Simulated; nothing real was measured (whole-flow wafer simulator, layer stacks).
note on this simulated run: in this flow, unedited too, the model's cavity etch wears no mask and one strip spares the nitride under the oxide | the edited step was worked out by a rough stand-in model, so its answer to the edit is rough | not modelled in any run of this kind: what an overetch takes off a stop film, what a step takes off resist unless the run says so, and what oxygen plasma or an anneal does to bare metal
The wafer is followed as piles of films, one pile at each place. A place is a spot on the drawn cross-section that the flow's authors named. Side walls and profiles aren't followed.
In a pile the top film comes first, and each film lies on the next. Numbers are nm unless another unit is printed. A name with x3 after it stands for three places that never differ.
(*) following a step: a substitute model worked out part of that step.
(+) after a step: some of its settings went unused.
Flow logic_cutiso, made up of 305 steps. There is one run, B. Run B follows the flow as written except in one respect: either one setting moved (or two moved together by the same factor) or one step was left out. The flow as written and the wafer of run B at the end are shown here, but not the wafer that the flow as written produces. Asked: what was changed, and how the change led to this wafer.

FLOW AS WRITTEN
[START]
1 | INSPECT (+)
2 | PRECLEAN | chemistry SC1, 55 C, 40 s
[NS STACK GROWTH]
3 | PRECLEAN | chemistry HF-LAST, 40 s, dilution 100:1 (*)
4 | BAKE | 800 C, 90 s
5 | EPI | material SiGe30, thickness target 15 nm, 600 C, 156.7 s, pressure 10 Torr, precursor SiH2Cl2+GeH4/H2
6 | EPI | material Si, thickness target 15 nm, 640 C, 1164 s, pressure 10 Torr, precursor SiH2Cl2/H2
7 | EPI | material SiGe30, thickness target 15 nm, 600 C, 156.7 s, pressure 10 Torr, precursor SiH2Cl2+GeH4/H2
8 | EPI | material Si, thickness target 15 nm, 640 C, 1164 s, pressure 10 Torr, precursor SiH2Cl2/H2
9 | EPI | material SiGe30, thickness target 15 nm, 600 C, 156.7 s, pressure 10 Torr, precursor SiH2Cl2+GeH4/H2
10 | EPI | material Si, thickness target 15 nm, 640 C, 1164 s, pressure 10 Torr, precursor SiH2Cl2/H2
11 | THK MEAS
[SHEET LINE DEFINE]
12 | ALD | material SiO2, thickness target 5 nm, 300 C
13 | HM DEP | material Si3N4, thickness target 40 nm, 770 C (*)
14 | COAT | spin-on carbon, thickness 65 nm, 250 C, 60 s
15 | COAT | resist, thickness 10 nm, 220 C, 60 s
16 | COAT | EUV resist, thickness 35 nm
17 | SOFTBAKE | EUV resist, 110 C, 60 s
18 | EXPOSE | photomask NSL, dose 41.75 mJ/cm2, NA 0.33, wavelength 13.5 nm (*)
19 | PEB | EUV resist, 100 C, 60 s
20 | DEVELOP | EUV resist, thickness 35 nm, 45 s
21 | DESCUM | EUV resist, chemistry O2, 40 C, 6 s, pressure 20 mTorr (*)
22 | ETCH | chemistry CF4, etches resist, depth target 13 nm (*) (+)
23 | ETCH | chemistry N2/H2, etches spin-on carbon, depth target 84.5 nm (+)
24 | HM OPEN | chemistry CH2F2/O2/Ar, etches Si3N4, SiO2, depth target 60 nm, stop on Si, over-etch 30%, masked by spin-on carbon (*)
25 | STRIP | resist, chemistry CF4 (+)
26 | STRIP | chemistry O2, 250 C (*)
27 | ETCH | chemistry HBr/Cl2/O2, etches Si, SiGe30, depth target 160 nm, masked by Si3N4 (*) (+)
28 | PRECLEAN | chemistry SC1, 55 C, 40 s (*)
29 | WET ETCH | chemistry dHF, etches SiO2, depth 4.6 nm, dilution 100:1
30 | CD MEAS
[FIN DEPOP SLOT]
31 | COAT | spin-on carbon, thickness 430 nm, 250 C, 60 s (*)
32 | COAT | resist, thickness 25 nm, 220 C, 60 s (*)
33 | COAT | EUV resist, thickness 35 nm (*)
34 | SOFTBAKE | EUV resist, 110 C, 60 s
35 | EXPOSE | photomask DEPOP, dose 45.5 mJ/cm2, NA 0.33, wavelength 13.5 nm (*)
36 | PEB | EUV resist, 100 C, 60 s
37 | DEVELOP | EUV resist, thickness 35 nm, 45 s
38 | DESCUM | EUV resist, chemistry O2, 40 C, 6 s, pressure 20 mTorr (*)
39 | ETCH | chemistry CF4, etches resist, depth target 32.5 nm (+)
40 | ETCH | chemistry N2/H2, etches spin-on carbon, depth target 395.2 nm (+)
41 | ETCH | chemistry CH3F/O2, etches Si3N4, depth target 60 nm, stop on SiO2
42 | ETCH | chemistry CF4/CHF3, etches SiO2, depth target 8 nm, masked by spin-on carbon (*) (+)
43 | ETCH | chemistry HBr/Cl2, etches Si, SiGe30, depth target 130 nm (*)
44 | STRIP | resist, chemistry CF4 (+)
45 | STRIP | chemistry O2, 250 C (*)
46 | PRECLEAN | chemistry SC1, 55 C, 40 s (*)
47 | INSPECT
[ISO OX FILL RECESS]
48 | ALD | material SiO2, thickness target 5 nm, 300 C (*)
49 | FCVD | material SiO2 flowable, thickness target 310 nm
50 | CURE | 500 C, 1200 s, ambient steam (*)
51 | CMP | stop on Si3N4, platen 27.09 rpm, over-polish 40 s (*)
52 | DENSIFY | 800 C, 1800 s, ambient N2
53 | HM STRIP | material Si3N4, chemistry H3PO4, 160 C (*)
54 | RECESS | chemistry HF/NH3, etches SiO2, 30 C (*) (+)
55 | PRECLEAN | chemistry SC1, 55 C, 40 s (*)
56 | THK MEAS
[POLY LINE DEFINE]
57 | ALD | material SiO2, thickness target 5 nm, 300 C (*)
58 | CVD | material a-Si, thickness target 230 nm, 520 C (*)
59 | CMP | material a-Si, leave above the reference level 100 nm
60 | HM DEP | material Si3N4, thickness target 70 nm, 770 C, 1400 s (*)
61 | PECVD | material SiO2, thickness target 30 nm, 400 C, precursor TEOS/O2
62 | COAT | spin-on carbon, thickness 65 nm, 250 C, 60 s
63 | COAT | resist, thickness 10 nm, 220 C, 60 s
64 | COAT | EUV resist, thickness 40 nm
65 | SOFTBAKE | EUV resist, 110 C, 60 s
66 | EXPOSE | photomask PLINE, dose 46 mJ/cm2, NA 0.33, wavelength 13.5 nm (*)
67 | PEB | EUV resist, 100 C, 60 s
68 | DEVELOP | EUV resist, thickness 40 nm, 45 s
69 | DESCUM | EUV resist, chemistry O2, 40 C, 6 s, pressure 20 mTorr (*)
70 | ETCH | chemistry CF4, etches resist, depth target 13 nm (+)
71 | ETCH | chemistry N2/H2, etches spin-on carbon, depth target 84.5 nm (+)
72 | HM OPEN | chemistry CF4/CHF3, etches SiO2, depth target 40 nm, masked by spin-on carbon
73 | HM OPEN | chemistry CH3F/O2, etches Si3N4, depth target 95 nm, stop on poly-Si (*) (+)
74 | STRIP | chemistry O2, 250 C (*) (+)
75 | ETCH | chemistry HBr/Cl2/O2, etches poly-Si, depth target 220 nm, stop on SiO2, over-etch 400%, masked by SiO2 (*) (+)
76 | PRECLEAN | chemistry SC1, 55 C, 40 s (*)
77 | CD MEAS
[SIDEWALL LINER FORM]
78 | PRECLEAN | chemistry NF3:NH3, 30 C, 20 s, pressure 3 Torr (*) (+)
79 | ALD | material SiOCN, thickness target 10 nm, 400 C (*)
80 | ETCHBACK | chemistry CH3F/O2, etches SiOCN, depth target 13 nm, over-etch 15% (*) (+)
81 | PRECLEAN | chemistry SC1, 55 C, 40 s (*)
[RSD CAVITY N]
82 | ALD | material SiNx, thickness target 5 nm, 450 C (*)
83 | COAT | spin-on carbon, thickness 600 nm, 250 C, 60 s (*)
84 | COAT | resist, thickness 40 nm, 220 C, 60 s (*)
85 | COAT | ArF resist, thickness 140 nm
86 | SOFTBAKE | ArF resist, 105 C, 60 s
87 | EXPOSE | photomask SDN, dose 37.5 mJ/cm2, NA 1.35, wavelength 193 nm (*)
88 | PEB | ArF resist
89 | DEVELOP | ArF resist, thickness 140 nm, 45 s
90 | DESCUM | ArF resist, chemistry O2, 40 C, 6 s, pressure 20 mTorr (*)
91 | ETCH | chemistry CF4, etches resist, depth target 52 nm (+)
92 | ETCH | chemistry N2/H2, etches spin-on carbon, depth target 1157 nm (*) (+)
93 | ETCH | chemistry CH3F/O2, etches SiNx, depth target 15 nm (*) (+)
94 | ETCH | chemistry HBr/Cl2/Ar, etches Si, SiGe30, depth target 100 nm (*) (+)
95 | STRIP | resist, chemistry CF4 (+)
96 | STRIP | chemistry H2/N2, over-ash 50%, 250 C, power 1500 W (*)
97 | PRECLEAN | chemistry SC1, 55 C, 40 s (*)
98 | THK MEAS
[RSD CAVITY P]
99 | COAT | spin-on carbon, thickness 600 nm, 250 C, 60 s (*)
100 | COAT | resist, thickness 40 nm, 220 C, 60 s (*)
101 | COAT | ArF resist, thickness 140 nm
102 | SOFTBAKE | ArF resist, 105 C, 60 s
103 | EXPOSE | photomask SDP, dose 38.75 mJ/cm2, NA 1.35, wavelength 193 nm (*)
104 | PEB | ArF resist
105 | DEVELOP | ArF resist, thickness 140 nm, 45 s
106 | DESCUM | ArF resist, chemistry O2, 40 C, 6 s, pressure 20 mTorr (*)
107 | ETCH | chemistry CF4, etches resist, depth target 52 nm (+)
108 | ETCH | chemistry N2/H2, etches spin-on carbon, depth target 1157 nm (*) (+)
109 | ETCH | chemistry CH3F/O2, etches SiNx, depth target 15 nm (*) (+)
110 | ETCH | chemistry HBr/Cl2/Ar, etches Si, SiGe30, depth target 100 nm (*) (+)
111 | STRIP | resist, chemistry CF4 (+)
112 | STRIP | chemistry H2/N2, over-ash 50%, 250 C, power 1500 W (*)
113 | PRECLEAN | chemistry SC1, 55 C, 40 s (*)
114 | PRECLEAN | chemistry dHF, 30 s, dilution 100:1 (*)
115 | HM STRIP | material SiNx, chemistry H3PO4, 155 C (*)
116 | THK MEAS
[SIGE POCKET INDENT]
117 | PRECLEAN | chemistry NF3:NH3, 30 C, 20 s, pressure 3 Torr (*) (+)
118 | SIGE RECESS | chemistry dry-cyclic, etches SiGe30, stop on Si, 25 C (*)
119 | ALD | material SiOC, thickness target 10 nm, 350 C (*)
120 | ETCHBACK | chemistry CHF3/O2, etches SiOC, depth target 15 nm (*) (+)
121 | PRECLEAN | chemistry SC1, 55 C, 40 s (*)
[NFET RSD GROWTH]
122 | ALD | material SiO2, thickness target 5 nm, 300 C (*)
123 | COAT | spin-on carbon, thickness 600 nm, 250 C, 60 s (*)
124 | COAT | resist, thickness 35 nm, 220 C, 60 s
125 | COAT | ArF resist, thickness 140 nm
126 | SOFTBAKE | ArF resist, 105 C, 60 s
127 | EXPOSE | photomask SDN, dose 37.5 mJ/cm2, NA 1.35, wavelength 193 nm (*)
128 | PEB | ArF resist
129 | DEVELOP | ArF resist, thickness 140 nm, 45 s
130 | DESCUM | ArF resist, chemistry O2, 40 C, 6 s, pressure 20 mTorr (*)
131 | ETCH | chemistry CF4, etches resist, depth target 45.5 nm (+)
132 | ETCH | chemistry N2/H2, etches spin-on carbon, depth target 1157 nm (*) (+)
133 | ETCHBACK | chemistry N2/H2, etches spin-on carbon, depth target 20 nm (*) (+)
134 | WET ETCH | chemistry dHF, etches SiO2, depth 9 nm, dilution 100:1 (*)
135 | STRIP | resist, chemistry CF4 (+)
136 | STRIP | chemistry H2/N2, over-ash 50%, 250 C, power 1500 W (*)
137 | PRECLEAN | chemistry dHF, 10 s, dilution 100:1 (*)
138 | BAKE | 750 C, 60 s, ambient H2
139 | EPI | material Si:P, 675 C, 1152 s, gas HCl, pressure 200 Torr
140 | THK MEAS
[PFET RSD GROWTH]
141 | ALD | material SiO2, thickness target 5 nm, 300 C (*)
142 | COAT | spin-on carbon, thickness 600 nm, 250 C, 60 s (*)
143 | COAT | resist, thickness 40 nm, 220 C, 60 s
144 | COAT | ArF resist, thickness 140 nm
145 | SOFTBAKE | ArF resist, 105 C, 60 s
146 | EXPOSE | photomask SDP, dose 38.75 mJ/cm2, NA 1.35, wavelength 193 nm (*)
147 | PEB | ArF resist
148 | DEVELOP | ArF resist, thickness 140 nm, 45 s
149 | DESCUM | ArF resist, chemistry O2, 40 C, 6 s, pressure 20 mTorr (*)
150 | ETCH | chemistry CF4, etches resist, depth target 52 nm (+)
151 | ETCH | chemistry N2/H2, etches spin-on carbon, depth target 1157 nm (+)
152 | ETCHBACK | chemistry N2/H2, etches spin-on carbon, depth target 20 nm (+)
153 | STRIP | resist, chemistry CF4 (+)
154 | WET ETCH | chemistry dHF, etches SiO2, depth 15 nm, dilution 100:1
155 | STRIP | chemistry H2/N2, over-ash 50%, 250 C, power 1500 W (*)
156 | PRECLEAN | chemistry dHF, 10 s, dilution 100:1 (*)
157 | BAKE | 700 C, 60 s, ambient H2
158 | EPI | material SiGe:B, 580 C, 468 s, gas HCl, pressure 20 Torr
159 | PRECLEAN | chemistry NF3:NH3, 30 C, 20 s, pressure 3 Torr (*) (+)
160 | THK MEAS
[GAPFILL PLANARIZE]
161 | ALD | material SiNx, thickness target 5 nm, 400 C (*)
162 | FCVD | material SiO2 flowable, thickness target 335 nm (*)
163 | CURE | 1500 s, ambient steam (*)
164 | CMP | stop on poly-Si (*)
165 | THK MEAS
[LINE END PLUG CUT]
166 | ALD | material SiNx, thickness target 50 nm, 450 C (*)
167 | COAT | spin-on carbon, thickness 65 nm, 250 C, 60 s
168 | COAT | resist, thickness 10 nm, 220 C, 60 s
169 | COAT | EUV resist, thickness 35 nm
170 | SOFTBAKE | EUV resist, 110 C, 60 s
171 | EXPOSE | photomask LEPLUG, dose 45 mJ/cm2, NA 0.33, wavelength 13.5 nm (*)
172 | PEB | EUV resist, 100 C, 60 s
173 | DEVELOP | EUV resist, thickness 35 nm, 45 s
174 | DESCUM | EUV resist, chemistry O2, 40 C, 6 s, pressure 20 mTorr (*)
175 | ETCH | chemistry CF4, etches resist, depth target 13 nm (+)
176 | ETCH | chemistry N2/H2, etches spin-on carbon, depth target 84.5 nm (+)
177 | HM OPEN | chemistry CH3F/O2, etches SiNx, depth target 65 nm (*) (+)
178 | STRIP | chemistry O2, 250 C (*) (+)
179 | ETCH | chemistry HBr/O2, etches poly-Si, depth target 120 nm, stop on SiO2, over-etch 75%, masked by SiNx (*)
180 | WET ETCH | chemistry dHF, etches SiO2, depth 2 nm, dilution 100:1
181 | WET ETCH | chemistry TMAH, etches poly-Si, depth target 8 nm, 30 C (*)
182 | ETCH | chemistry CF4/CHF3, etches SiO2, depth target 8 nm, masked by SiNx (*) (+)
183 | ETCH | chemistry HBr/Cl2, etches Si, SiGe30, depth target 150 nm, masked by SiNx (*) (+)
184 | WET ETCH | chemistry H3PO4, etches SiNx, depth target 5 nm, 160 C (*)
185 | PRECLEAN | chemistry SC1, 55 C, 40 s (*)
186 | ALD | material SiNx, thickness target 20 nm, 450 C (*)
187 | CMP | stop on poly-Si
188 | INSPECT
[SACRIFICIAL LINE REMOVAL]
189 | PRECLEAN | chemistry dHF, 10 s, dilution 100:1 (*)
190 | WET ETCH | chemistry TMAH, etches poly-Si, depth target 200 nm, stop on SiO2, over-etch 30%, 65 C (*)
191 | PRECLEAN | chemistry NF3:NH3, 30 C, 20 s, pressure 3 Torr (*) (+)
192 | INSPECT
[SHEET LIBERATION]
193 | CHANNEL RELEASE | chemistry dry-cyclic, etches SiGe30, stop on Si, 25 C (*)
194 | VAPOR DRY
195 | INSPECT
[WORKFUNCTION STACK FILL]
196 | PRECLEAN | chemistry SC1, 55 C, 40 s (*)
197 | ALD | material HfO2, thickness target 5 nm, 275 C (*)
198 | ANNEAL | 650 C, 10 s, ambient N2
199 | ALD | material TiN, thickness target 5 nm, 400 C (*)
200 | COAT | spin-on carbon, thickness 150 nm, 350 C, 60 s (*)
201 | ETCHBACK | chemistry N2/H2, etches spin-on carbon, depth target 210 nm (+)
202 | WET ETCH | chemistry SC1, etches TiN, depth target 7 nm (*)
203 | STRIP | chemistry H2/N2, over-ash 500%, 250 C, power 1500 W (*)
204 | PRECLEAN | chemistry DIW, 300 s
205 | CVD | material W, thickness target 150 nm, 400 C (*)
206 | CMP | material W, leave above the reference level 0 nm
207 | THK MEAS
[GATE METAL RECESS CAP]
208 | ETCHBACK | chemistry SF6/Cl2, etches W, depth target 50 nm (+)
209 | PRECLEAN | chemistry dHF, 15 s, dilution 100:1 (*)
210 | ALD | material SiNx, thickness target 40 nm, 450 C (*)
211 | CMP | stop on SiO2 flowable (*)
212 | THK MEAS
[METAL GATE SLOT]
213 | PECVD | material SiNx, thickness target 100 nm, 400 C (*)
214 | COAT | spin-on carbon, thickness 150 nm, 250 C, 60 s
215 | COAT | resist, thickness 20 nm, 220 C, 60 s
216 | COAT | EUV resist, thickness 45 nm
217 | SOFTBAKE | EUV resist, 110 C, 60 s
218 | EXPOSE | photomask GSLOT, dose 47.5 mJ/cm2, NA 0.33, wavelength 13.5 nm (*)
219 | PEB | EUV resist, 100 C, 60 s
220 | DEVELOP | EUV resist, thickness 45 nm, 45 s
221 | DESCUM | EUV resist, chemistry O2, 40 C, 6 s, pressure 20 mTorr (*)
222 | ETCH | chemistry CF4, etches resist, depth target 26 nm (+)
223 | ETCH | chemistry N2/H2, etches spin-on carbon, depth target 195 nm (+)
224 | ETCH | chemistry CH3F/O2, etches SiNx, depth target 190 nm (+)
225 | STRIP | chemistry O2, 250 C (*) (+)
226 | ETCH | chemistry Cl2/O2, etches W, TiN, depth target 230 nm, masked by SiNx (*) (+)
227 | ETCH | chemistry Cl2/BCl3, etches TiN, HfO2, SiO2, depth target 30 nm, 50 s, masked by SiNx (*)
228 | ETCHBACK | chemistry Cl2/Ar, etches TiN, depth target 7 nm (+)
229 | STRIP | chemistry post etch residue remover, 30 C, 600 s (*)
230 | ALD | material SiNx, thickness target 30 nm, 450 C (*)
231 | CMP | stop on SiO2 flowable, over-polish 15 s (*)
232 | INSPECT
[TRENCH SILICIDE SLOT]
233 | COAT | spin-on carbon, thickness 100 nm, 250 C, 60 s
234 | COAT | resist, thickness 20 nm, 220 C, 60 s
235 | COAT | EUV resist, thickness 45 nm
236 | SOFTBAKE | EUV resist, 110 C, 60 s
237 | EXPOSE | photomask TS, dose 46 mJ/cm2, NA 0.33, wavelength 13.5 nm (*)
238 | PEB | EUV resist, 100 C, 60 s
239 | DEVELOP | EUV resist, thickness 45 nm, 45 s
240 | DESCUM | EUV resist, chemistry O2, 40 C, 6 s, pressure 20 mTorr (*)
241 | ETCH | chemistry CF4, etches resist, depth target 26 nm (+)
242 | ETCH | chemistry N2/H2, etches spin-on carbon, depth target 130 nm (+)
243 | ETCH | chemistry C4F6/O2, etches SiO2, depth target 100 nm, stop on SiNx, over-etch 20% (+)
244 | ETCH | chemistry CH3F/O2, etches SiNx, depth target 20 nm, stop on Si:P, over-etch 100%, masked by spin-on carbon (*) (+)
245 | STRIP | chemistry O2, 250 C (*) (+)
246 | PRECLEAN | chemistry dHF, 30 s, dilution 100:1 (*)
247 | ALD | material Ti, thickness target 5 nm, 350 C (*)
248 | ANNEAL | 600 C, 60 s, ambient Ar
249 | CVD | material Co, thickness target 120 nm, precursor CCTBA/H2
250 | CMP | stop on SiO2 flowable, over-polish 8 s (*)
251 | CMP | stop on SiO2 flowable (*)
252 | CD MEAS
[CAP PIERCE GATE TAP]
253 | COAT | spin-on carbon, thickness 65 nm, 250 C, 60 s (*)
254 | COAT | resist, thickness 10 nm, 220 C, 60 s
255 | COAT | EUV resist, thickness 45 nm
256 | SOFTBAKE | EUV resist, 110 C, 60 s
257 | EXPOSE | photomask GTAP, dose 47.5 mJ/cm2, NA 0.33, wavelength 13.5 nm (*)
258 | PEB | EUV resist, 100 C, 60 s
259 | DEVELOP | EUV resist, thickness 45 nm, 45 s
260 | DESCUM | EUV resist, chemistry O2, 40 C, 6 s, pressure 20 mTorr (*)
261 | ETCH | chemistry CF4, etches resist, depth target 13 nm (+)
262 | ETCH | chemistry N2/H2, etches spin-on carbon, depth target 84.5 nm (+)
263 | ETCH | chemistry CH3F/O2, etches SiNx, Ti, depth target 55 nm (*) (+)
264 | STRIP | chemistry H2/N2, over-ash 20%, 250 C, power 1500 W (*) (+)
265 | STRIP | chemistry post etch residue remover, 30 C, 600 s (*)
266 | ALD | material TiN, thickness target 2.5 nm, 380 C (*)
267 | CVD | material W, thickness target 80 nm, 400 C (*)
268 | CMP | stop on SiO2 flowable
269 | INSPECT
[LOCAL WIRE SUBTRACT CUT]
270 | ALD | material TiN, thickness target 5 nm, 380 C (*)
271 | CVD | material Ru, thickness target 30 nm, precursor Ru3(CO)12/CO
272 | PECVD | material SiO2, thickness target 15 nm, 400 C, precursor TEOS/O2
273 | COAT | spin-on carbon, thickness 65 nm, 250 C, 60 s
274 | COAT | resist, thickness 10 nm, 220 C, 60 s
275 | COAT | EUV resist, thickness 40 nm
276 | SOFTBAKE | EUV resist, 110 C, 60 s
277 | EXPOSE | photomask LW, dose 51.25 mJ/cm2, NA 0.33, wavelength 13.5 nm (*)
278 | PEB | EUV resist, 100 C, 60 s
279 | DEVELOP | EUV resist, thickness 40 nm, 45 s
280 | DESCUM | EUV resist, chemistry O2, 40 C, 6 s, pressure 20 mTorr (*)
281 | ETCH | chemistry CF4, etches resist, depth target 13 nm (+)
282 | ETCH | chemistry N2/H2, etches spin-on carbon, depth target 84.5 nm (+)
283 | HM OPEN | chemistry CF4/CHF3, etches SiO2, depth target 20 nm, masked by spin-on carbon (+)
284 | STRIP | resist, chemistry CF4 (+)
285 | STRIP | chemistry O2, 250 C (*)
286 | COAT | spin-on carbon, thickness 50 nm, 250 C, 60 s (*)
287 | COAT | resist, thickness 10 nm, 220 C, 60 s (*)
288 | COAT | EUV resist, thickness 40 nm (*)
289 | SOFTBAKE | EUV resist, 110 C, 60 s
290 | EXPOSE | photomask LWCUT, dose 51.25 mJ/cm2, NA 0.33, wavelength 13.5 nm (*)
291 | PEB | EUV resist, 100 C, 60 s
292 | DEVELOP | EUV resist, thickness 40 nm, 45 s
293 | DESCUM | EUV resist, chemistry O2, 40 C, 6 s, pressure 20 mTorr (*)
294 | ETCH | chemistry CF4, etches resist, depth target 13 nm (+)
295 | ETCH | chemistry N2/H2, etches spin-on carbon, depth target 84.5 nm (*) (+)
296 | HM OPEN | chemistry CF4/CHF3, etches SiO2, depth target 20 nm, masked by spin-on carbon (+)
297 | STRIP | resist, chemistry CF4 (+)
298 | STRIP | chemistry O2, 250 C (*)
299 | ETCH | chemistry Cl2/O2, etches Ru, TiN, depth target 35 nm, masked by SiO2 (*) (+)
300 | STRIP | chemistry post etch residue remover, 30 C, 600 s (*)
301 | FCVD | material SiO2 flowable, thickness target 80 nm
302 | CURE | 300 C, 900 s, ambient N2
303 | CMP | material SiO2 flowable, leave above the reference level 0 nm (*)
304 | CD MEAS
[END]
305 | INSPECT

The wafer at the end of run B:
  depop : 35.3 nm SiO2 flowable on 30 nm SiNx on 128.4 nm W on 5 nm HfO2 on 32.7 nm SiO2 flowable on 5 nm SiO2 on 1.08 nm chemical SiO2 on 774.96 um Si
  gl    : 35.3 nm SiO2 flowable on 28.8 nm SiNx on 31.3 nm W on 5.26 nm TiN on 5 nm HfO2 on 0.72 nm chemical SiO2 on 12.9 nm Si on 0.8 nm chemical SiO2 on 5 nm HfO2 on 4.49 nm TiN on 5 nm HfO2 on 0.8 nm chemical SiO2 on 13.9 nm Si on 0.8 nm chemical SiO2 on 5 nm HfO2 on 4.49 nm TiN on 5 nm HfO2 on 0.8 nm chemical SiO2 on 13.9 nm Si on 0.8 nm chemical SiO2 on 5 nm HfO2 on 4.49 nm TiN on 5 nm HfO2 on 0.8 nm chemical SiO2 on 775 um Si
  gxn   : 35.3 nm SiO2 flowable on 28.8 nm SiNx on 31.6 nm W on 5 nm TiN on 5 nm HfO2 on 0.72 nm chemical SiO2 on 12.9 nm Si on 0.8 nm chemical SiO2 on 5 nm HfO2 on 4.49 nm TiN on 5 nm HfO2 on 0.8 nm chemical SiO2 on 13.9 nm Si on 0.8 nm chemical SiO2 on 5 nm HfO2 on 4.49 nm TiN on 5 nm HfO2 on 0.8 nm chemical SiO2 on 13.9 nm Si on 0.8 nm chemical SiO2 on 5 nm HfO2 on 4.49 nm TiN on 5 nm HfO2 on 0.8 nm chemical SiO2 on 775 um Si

What caused this: step 162, FCVD: thickness target 184.3 nm was run, while the flow as written has thickness target 335 nm.

Step by step, how the change led to this:
  162 | FCVD | material SiO2 flowable, thickness target 335 nm (*)
      depop, dpovl, isow, ns, nsgap: +184.3 SiO2 flowable (new film) (it would be, as written: +335 SiO2 flowable (new film))
      rsdn, rsdp, rsdw, rsdx: +273.2 SiO2 flowable (new film) (it would be, as written: +423.9 SiO2 flowable (new film))
      (also at 13 further places)
  163 | CURE | 1500 s, ambient steam (*)
      depop, dpovl, isow, ns, nsgap: -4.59 SiO2 flowable (it would be, as written: -8.24 SiO2 flowable)
      gxn, rsdx: -4.1 SiO2 flowable (it would be, as written: -7.48 SiO2 flowable)
      (also at 15 further places)
  164 | CMP | stop on poly-Si (*)
      depop, dpovl, isow, ns, nsgap: -179.7 SiO2 flowable (all of it), -5 SiNx (all of it), -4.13 SiO2 (all of it), -70 Si3N4 (all of it) (it would be, as written: -326.8 SiO2 flowable (all of it), -5 SiNx (all of it), -4.13 SiO2 (all of it), -70 Si3N4 (all of it))
      gl, tap: -123.5 SiO2 flowable (all of it), -5 SiNx (all of it), -55.3 Si3N4 (all of it) (it would be, as written: -270.7 SiO2 flowable (all of it), -5 SiNx (all of it), -55.3 Si3N4 (all of it))
      (also at 15 further places)
  250 | CMP | stop on SiO2 flowable, over-polish 8 s (*)
      iso: -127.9 Co (all of it) (it would be, as written: -127.1 Co)
  251 | CMP | stop on SiO2 flowable (*)
      iso: -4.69 Ti (it would be, as written: -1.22 Co (all of it), -4.34 Ti)
